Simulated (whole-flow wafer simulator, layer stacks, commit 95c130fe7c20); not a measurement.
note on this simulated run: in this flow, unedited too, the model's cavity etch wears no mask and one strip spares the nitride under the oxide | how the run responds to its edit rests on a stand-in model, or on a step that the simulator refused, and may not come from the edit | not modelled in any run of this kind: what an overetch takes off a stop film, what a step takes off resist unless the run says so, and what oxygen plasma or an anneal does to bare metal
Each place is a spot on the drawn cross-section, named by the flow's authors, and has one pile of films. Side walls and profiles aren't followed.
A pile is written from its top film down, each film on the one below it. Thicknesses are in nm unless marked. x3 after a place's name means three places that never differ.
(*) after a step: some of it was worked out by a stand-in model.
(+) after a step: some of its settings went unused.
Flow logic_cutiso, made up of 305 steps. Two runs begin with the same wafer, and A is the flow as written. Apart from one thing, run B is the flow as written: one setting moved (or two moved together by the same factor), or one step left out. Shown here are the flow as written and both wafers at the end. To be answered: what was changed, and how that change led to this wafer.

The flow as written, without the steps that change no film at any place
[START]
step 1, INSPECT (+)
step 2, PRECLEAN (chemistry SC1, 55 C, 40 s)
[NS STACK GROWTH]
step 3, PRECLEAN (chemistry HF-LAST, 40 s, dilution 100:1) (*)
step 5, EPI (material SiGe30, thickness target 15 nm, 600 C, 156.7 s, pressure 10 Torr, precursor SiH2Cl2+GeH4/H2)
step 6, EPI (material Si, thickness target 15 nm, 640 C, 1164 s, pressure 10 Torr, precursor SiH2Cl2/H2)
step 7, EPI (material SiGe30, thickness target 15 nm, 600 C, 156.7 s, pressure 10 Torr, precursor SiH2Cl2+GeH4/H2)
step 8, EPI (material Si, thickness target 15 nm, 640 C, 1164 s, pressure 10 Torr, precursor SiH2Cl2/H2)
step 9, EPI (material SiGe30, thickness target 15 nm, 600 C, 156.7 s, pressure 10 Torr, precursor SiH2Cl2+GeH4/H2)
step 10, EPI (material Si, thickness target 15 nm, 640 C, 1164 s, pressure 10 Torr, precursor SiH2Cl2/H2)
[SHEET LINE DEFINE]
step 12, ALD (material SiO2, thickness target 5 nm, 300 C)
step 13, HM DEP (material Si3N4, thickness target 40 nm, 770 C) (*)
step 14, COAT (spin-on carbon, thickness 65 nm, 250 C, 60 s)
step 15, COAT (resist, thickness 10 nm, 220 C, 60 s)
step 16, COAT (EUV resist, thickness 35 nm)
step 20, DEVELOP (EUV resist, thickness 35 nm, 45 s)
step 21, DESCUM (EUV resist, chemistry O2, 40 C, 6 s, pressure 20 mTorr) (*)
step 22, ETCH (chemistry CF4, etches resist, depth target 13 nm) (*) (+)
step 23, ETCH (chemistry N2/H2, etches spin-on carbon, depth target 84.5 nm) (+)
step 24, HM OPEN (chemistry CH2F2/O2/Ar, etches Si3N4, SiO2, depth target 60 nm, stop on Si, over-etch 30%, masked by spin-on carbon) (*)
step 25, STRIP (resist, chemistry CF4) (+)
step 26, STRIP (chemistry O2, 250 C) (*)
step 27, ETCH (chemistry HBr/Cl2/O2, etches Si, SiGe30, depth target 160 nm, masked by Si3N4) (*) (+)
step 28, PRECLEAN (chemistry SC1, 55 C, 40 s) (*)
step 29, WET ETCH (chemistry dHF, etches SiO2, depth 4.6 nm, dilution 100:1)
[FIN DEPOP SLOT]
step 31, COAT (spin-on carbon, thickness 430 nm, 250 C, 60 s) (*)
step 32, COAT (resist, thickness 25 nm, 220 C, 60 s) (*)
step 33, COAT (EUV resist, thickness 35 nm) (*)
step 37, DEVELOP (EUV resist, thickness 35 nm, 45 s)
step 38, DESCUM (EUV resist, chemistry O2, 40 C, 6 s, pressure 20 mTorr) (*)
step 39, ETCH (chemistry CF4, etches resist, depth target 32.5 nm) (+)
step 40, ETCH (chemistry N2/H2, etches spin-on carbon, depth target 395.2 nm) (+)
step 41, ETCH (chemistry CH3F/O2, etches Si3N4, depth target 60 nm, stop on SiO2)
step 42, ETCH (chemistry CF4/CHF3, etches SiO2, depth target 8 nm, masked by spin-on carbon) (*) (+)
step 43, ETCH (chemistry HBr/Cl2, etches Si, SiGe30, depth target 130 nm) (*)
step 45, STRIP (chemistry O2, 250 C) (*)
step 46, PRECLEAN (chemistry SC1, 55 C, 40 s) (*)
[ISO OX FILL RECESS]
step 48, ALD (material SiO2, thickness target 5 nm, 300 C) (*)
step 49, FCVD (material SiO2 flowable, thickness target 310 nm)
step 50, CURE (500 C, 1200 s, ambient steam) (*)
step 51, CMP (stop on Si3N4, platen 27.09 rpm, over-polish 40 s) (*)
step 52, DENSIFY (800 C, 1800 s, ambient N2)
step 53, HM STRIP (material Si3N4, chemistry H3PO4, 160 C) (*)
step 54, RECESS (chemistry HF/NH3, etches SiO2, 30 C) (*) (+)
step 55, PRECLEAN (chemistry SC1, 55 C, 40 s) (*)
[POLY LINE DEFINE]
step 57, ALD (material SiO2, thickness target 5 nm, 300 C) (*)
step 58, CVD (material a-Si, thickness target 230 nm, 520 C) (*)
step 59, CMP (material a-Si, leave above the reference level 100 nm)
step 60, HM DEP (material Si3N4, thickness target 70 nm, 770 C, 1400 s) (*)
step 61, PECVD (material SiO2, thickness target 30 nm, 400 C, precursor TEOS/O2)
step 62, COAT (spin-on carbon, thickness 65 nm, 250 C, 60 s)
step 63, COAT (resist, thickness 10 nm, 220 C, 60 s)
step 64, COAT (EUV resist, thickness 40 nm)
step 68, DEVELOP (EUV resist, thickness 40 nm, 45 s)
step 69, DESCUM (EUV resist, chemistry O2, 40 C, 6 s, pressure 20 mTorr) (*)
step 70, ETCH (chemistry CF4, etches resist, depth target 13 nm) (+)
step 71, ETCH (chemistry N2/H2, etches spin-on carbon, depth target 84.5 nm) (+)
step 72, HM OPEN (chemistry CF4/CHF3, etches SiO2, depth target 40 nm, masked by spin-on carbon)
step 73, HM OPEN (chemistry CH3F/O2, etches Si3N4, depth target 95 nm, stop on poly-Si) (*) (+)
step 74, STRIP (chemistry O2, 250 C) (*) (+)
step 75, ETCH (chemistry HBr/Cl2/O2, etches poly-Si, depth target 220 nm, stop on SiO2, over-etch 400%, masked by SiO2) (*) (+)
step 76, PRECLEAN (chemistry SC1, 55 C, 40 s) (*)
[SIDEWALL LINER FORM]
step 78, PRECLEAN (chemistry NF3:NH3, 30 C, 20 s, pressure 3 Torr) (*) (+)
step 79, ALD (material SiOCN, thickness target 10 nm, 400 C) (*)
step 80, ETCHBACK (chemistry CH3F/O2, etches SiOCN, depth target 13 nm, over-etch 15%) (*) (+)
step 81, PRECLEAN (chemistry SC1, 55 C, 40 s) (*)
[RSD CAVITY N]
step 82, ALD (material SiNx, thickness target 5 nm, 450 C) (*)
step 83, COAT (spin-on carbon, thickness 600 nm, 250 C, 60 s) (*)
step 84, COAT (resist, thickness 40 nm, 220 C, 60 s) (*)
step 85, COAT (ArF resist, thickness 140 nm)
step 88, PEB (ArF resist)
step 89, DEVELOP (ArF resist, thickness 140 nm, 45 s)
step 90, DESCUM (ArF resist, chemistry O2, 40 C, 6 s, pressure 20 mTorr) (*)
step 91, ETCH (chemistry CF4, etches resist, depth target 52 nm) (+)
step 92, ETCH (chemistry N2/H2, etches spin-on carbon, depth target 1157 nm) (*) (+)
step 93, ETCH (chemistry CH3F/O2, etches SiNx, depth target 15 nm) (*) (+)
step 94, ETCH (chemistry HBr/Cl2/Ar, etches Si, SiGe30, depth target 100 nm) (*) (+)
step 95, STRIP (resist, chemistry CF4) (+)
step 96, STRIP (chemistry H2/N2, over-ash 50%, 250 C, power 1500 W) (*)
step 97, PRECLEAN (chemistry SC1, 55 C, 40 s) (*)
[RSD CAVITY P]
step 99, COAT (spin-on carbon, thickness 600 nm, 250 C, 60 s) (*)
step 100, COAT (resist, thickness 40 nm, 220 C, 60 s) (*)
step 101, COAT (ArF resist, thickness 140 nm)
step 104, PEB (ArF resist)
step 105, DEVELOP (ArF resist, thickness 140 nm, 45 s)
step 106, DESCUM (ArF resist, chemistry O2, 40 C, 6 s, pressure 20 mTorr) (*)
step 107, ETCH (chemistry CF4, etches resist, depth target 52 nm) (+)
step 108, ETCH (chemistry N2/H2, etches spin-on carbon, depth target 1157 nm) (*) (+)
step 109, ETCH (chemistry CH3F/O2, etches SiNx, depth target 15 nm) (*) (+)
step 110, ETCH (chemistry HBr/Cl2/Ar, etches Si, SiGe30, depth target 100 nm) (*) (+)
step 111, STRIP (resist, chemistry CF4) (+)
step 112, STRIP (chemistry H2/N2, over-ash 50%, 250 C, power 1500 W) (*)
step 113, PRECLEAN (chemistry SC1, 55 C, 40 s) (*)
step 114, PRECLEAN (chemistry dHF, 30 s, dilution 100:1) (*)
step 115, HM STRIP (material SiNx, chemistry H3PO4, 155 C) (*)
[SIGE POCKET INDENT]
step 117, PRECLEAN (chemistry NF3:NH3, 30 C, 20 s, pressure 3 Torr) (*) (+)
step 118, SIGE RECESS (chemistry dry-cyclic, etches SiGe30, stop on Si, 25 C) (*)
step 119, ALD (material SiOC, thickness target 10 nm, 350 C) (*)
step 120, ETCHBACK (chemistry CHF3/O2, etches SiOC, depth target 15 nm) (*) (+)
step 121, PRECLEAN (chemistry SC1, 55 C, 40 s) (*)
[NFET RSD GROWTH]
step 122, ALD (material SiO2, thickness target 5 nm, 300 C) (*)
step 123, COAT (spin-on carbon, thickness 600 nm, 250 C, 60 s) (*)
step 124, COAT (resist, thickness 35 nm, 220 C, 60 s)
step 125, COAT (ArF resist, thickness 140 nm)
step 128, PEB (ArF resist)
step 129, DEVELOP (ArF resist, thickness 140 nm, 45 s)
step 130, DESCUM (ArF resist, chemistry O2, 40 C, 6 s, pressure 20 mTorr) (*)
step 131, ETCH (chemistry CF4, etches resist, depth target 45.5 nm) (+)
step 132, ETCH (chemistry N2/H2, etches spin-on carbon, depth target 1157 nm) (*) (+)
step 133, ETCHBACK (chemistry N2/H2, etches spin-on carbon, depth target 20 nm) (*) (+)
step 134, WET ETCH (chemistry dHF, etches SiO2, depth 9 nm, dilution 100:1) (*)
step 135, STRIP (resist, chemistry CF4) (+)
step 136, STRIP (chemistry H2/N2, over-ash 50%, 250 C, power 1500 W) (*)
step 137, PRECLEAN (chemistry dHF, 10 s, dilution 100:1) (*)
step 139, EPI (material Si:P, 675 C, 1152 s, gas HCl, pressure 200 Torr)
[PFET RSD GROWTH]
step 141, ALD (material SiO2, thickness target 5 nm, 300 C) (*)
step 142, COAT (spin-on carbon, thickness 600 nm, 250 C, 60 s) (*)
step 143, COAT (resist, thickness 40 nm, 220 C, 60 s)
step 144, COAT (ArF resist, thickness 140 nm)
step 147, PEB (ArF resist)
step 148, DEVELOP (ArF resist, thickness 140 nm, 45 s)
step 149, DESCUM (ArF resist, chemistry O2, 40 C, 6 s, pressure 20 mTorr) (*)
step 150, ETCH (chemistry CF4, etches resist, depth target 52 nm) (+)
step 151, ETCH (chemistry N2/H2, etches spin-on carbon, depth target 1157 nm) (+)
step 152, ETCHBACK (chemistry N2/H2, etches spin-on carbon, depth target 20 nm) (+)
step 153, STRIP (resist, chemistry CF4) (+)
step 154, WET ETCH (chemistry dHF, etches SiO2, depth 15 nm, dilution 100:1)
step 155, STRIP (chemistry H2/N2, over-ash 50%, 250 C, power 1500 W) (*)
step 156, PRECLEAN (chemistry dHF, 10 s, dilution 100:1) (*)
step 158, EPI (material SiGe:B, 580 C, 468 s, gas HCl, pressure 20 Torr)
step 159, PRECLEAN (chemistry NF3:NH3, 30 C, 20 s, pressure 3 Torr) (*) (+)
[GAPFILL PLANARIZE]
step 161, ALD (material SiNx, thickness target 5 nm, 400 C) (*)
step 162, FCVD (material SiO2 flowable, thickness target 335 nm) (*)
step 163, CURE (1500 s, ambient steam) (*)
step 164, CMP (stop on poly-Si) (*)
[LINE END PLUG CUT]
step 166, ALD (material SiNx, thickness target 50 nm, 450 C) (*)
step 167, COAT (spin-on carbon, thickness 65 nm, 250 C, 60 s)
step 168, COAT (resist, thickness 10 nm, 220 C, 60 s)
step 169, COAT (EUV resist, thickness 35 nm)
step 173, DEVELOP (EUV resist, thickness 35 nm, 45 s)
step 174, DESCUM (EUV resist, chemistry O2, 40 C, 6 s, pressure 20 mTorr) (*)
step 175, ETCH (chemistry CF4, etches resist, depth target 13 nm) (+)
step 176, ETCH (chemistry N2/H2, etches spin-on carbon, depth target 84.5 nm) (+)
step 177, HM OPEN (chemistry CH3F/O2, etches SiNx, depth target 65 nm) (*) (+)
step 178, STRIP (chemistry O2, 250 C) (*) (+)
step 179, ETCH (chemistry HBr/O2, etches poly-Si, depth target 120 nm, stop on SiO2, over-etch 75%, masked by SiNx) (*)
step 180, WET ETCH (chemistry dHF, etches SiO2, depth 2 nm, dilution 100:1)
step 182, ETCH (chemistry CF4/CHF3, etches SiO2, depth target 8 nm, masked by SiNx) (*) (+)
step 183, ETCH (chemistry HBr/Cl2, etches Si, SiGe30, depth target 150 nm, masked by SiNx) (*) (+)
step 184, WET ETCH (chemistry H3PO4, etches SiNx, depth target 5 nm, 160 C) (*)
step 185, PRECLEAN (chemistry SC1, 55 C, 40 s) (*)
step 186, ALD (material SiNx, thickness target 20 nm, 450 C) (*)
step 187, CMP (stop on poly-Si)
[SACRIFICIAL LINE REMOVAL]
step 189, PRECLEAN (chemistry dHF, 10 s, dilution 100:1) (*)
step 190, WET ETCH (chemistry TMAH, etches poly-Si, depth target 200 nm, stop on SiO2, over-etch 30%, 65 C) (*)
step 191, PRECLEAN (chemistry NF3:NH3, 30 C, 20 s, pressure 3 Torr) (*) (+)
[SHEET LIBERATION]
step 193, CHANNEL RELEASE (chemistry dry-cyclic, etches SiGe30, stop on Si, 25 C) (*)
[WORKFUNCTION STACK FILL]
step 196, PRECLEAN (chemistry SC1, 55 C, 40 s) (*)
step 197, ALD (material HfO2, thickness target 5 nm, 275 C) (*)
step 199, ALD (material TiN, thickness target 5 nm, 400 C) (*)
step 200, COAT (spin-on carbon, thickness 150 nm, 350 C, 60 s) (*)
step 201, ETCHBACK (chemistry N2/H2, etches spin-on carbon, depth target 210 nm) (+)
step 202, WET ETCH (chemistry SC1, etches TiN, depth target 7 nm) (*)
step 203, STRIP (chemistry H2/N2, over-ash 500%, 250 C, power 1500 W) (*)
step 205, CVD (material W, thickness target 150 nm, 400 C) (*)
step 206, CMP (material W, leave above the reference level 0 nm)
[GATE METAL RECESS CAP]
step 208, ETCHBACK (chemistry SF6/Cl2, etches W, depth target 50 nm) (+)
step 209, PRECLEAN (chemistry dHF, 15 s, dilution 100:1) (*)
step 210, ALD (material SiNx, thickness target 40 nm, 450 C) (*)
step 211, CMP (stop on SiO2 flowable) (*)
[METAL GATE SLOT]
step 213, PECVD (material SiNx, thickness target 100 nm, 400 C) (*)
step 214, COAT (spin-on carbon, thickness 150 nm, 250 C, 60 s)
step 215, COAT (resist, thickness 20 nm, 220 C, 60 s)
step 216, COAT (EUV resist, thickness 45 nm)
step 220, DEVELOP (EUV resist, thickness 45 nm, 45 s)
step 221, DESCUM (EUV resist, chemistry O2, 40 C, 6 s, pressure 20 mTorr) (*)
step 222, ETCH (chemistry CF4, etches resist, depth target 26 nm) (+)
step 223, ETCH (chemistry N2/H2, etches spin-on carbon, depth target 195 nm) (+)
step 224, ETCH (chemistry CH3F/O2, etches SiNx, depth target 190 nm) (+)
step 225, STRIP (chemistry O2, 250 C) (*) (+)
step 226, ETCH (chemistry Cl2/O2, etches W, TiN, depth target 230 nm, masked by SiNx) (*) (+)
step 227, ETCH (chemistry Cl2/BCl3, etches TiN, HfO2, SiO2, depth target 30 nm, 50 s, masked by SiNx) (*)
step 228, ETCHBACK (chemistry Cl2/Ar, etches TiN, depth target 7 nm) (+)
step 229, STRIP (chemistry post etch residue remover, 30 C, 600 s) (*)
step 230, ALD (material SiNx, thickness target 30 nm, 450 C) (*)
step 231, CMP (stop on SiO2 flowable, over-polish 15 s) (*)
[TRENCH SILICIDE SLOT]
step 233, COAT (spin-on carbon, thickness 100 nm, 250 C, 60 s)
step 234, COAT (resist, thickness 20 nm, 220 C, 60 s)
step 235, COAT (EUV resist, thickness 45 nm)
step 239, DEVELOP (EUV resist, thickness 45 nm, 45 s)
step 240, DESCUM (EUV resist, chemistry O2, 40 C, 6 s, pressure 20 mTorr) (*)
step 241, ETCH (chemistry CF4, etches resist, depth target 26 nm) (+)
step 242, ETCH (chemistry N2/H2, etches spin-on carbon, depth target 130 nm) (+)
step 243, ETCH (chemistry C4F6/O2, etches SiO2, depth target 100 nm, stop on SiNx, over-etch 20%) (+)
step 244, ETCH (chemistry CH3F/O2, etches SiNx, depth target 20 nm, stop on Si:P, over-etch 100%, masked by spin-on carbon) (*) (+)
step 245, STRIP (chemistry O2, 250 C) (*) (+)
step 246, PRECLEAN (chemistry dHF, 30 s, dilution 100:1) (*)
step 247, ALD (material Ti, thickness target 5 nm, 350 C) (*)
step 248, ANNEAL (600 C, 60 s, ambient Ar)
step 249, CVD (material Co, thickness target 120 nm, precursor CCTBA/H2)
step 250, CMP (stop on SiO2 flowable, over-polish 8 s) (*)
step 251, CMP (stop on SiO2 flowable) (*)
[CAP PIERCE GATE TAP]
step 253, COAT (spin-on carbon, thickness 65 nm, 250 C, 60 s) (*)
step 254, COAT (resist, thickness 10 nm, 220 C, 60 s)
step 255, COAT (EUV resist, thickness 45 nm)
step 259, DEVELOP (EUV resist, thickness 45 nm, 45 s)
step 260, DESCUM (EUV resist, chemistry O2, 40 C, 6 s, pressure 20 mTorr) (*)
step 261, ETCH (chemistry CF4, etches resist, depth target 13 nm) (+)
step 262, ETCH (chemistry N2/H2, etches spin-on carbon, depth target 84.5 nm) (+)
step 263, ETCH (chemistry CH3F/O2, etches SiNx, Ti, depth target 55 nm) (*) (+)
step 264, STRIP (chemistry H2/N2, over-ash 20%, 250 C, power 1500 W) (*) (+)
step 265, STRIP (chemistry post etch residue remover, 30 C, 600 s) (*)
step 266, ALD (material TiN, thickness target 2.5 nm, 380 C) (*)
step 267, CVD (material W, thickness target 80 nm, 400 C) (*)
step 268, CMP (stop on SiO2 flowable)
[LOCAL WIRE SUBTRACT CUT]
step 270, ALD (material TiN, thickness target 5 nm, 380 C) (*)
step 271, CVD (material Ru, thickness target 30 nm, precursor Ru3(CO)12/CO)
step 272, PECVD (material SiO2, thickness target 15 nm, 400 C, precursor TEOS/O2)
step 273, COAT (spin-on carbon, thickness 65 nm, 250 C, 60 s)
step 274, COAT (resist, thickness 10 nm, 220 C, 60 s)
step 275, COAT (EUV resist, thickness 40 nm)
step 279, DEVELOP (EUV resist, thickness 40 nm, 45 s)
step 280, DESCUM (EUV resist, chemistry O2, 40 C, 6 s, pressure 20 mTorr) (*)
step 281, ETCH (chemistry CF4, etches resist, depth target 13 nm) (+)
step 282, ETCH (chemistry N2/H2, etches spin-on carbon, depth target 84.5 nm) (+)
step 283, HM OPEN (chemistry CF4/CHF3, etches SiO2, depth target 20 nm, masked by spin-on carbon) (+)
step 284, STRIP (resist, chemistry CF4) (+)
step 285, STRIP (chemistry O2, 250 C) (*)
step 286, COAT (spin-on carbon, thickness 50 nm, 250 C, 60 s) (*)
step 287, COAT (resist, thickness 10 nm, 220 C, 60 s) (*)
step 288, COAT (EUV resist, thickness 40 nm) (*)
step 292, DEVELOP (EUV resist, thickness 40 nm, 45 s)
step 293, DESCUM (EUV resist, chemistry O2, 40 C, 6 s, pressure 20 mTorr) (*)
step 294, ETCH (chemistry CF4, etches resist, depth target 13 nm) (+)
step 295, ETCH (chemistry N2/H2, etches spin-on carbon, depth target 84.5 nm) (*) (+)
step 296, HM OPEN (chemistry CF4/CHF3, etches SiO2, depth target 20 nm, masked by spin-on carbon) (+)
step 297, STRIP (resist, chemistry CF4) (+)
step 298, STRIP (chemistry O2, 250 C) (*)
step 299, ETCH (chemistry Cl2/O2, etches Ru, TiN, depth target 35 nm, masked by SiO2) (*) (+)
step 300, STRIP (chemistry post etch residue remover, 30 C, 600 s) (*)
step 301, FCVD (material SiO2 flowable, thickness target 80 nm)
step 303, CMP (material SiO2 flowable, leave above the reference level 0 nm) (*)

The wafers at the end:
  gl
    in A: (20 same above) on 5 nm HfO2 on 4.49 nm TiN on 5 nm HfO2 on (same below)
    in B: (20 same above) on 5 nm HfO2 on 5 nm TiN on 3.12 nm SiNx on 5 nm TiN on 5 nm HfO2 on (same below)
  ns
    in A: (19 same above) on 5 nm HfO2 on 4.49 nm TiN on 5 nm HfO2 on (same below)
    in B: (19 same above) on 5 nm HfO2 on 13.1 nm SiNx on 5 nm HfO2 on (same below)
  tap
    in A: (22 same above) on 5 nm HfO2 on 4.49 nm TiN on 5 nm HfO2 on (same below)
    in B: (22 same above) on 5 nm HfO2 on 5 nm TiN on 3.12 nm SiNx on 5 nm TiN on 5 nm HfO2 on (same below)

Cause: step 5, EPI: thickness target 23.6 nm was run, while the flow as written has thickness target 15 nm; step 5, EPI: 246.8 s was run, where the flow has 156.7 s.

Step by step, how the change led to this:
  step 5, EPI (material SiGe30, thickness target 15 nm, 600 C, 156.7 s, pressure 10 Torr, precursor SiH2Cl2+GeH4/H2)
      depop, dpovl, gfld and 19 more: A SiGe30 gains 15 (new film) | B SiGe30 gains 23.6 (new film)
  step 27, ETCH (chemistry HBr/Cl2/O2, etches Si, SiGe30, depth target 160 nm, masked by Si3N4) (*) (+)
      gfld, gxf, iso, lnri: A chemical SiO2 loses 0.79 (all of it), Si loses 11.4 (all of it), SiGe30 loses 15 (all of it), Si loses 15 (all of it), SiGe30 loses 15 (all of it), Si loses 15 (all of it), SiGe30 loses 15 (all of it), Si loses 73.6 | B chemical SiO2 loses 0.79 (all of it), Si loses 11.4 (all of it), SiGe30 loses 15 (all of it), Si loses 15 (all of it), SiGe30 loses 15 (all of it), Si loses 15 (all of it), SiGe30 loses 23.6 (all of it), Si loses 65
      dpovl, nsgap: A chemical SiO2 loses 0.79 (all of it), Si loses 11.8 (all of it), SiGe30 loses 15 (all of it), Si loses 15 (all of it), SiGe30 loses 15 (all of it), Si loses 15 (all of it), SiGe30 loses 15 (all of it), Si loses 73.2 | B chemical SiO2 loses 0.79 (all of it), Si loses 11.8 (all of it), SiGe30 loses 15 (all of it), Si loses 15 (all of it), SiGe30 loses 15 (all of it), Si loses 15 (all of it), SiGe30 loses 23.6 (all of it), Si loses 64.6
      (and at 1 other place as well)
  step 43, ETCH (chemistry HBr/Cl2, etches Si, SiGe30, depth target 130 nm) (*)
      depop: A Si loses 14 (all of it), SiGe30 loses 15 (all of it), Si loses 15 (all of it), SiGe30 loses 15 (all of it), Si loses 15 (all of it), SiGe30 loses 15 (all of it), Si loses 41 | B Si loses 14 (all of it), SiGe30 loses 15 (all of it), Si loses 15 (all of it), SiGe30 loses 15 (all of it), Si loses 15 (all of it), SiGe30 loses 23.6 (all of it), Si loses 32.3
  step 94, ETCH (chemistry HBr/Cl2/Ar, etches Si, SiGe30, depth target 100 nm) (*) (+)
      rsdn, rsdx: A chemical SiO2 loses 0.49 (all of it), Si loses 12.8 (all of it), SiGe30 loses 15 (all of it), Si loses 15 (all of it), SiGe30 loses 15 (all of it), Si loses 15 (all of it), SiGe30 loses 15 (all of it), Si loses 12.2 | B chemical SiO2 loses 0.49 (all of it), Si loses 12.8 (all of it), SiGe30 loses 15 (all of it), Si loses 15 (all of it), SiGe30 loses 15 (all of it), Si loses 15 (all of it), SiGe30 loses 23.6 (all of it), Si loses 3.53
  step 110, ETCH (chemistry HBr/Cl2/Ar, etches Si, SiGe30, depth target 100 nm) (*) (+)
      rsdp, rsdw: A chemical SiO2 loses 0.49 (all of it), Si loses 12.8 (all of it), SiGe30 loses 15 (all of it), Si loses 15 (all of it), SiGe30 loses 15 (all of it), Si loses 15 (all of it), SiGe30 loses 15 (all of it), Si loses 12.2 | B chemical SiO2 loses 0.49 (all of it), Si loses 12.8 (all of it), SiGe30 loses 15 (all of it), Si loses 15 (all of it), SiGe30 loses 15 (all of it), Si loses 15 (all of it), SiGe30 loses 23.6 (all of it), Si loses 3.53
  step 118, SIGE RECESS (chemistry dry-cyclic, etches SiGe30, stop on Si, 25 C) (*)
      lnr, lnrp, lnrt: A SiOCN loses 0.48, Si loses 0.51, cavity gains 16 (new film), SiGe30 loses 15 (all of it), Si loses 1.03, cavity gains 16 (new film), SiGe30 loses 15 (all of it), Si loses 1.03, cavity gains 16 (new film), SiGe30 loses 15 (all of it), Si loses 0.51 | B SiOCN loses 0.48, Si loses 0.51, cavity gains 16 (new film), SiGe30 loses 15 (all of it), Si loses 1.03, cavity gains 16 (new film), SiGe30 loses 15 (all of it), Si loses 1.03, cavity gains 24.7 (new film), SiGe30 loses 23.6 (all of it), Si loses 0.51
  step 119, ALD (material SiOC, thickness target 10 nm, 350 C) (*)
      lnr, lnrp, lnrt: A SiOC gains 10 (new film), SiOC gains 16 (new film), cavity loses 16 (all of it), SiOC gains 16 (new film), cavity loses 16 (all of it), SiOC gains 16 (new film), cavity loses 16 (all of it) | B SiOC gains 10 (new film), SiOC gains 16 (new film), cavity loses 16 (all of it), SiOC gains 16 (new film), cavity loses 16 (all of it), SiOC gains 24.7 (new film), cavity loses 24.7 (all of it)
  step 183, ETCH (chemistry HBr/Cl2, etches Si, SiGe30, depth target 150 nm, masked by SiNx) (*) (+)
      plug: A Si loses 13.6 (all of it), SiGe30 loses 15 (all of it), Si loses 15 (all of it), SiGe30 loses 15 (all of it), Si loses 15 (all of it), SiGe30 loses 15 (all of it), Si loses 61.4 | B Si loses 13.6 (all of it), SiGe30 loses 15 (all of it), Si loses 15 (all of it), SiGe30 loses 15 (all of it), Si loses 15 (all of it), SiGe30 loses 23.6 (all of it), Si loses 52.8
  step 193, CHANNEL RELEASE (chemistry dry-cyclic, etches SiGe30, stop on Si, 25 C) (*)
      gl, glp, gxn, gxp, ns, tap: A chemical SiO2 gains 0.8 (new film), Si loses 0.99, chemical SiO2 gains 0.8 (new film), cavity gains 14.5 (new film), chemical SiO2 gains 0.8 (new film), SiGe30 loses 15 (all of it), Si loses 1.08, chemical SiO2 gains 0.8 (new film), cavity gains 14.5 (new film), chemical SiO2 gains 0.8 (new film), SiGe30 loses 15 (all of it), Si loses 1.08, chemical SiO2 gains 0.8 (new film), cavity gains 14.5 (new film), chemical SiO2 gains 0.8 (new film), SiGe30 loses 15 (all of it), Si loses 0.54 | B chemical SiO2 gains 0.8 (new film), Si loses 0.99, chemical SiO2 gains 0.8 (new film), cavity gains 14.5 (new film), chemical SiO2 gains 0.8 (new film), SiGe30 loses 15 (all of it), Si loses 1.08, chemical SiO2 gains 0.8 (new film), cavity gains 14.5 (new film), chemical SiO2 gains 0.8 (new film), SiGe30 loses 15 (all of it), Si loses 1.08, chemical SiO2 gains 0.8 (new film), cavity gains 23.1 (new film), chemical SiO2 gains 0.8 (new film), SiGe30 loses 23.6 (all of it), Si loses 0.54
  step 199, ALD (material TiN, thickness target 5 nm, 400 C) (*)
      gl, glp, tap: A TiN gains 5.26 (new film), TiN gains 4.49 (new film), cavity loses 4.49 (all of it), TiN gains 4.49 (new film), cavity loses 4.49 (all of it), TiN gains 4.49 (new film), cavity loses 4.49 (all of it) | B TiN gains 5.26 (new film), TiN gains 4.49 (new film), cavity loses 4.49 (all of it), TiN gains 4.49 (new film), cavity loses 4.49 (all of it), TiN gains 5 (new film), cavity loses 10, TiN gains 5 (new film)
      gxn, gxp, ns: A TiN gains 5 (new film), TiN gains 4.49 (new film), cavity loses 4.49 (all of it), TiN gains 4.49 (new film), cavity loses 4.49 (all of it), TiN gains 4.49 (new film), cavity loses 4.49 (all of it) | B TiN gains 5 (new film), TiN gains 4.49 (new film), cavity loses 4.49 (all of it), TiN gains 4.49 (new film), cavity loses 4.49 (all of it), TiN gains 5 (new film), cavity loses 10, TiN gains 5 (new film)
  step 202, WET ETCH (chemistry SC1, etches TiN, depth target 7 nm) (*)
      ns: A TiN loses 5 (all of it) | B TiN loses 5 (all of it), TiN loses 5 (all of it), cavity gains 10, TiN loses 5 (all of it)
  step 210, ALD (material SiNx, thickness target 40 nm, 450 C) (*)
      gl, glp, gxn, gxp, tap: A SiNx gains 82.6 (new film) | B SiNx gains 82.6 (new film), SiNx gains 3.12 (new film), cavity loses 3.12 (all of it)
      ns: A SiNx gains 40 (new film) | B SiNx gains 40 (new film), SiNx gains 13.1 (new film), cavity loses 13.1 (all of it)
Taking metal films that touch as one body, gl has 5 bodies (between them, from the top down: HfO2 5 / chemical SiO2 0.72 / Si 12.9 / chemical SiO2 0.8 / HfO2 5; HfO2 5 / chemical SiO2 0.8 / Si 13.9 / chemical SiO2 0.8 / HfO2 5; HfO2 5 / chemical SiO2 0.8 / Si 13.9 / chemical SiO2 0.8 / HfO2 5; SiNx 3.12); the flow as written gives 4 bodies (between them, from the top down: HfO2 5 / chemical SiO2 0.72 / Si 12.9 / chemical SiO2 0.8 / HfO2 5; HfO2 5 / chemical SiO2 0.8 / Si 13.9 / chemical SiO2 0.8 / HfO2 5; HfO2 5 / chemical SiO2 0.8 / Si 13.9 / chemical SiO2 0.8 / HfO2 5).
Taking metal films that touch as one body, ns has 3 bodies (between them, from the top down: HfO2 5 / chemical SiO2 0.72 / Si 12.9 / chemical SiO2 0.8 / HfO2 5; HfO2 5 / chemical SiO2 0.8 / Si 13.9 / chemical SiO2 0.8 / HfO2 5); the flow as written gives 4 bodies (between them, from the top down: HfO2 5 / chemical SiO2 0.72 / Si 12.9 / chemical SiO2 0.8 / HfO2 5; HfO2 5 / chemical SiO2 0.8 / Si 13.9 / chemical SiO2 0.8 / HfO2 5; HfO2 5 / chemical SiO2 0.8 / Si 13.9 / chemical SiO2 0.8 / HfO2 5).
Taking metal films that touch as one body, tap has 5 bodies (between them, from the top down: HfO2 5 / chemical SiO2 0.72 / Si 12.9 / chemical SiO2 0.8 / HfO2 5; HfO2 5 / chemical SiO2 0.8 / Si 13.9 / chemical SiO2 0.8 / HfO2 5; HfO2 5 / chemical SiO2 0.8 / Si 13.9 / chemical SiO2 0.8 / HfO2 5; SiNx 3.12); the flow as written gives 4 bodies (between them, from the top down: HfO2 5 / chemical SiO2 0.72 / Si 12.9 / chemical SiO2 0.8 / HfO2 5; HfO2 5 / chemical SiO2 0.8 / Si 13.9 / chemical SiO2 0.8 / HfO2 5; HfO2 5 / chemical SiO2 0.8 / Si 13.9 / chemical SiO2 0.8 / HfO2 5).
